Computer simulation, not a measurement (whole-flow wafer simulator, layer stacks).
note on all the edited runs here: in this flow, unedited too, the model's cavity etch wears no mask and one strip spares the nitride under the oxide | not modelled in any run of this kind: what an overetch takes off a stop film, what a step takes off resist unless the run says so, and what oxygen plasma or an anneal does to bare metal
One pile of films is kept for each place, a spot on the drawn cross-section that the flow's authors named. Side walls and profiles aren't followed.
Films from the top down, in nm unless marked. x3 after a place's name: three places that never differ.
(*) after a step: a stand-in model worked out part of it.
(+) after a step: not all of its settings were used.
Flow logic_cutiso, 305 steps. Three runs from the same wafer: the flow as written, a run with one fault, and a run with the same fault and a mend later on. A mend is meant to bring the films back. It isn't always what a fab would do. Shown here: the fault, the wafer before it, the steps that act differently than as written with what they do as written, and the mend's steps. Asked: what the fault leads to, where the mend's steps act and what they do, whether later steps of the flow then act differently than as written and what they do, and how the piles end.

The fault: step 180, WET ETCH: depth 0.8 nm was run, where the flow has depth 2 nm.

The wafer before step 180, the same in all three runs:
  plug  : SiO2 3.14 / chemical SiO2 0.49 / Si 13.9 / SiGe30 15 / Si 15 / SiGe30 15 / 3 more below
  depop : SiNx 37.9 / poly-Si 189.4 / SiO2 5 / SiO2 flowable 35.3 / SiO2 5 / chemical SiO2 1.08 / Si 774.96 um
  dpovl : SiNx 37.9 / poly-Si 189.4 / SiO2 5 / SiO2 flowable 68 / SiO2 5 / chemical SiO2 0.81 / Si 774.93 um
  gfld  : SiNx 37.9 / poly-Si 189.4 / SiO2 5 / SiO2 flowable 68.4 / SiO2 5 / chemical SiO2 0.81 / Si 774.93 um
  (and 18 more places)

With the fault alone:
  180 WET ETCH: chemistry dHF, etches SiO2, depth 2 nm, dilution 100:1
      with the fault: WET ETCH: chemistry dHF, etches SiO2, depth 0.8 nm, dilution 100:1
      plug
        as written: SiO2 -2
        with the fault: SiO2 -0.8
  Later steps of the flow that act differently than as written (4 more steps differ only slightly, by at most 2% or 0.5 nm, whichever is larger, and aren't shown):
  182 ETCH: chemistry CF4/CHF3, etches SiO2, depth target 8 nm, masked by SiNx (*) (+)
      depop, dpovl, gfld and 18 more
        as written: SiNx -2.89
        with the fault: SiNx -5
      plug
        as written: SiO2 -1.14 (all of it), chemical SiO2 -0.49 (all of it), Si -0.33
        with the fault: SiO2 -2.34 (all of it), chemical SiO2 -0.49 (all of it), Si -0.57
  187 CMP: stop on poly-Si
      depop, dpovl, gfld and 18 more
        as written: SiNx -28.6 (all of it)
        with the fault: SiNx -26.5 (all of it)
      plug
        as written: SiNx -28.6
        with the fault: SiNx -26.5
  At the end the piles differ from the flow's only slightly at the places that both follow, by at most 2% or 0.5 nm, whichever is larger.

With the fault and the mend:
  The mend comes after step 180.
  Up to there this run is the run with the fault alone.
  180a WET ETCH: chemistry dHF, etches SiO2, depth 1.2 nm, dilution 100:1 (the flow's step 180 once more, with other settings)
      plug
        SiO2 -1.2
  No later step of the flow acts differently than as written at any place that is followed.
  At the end the piles are the same as the flow's at every place that both follow.
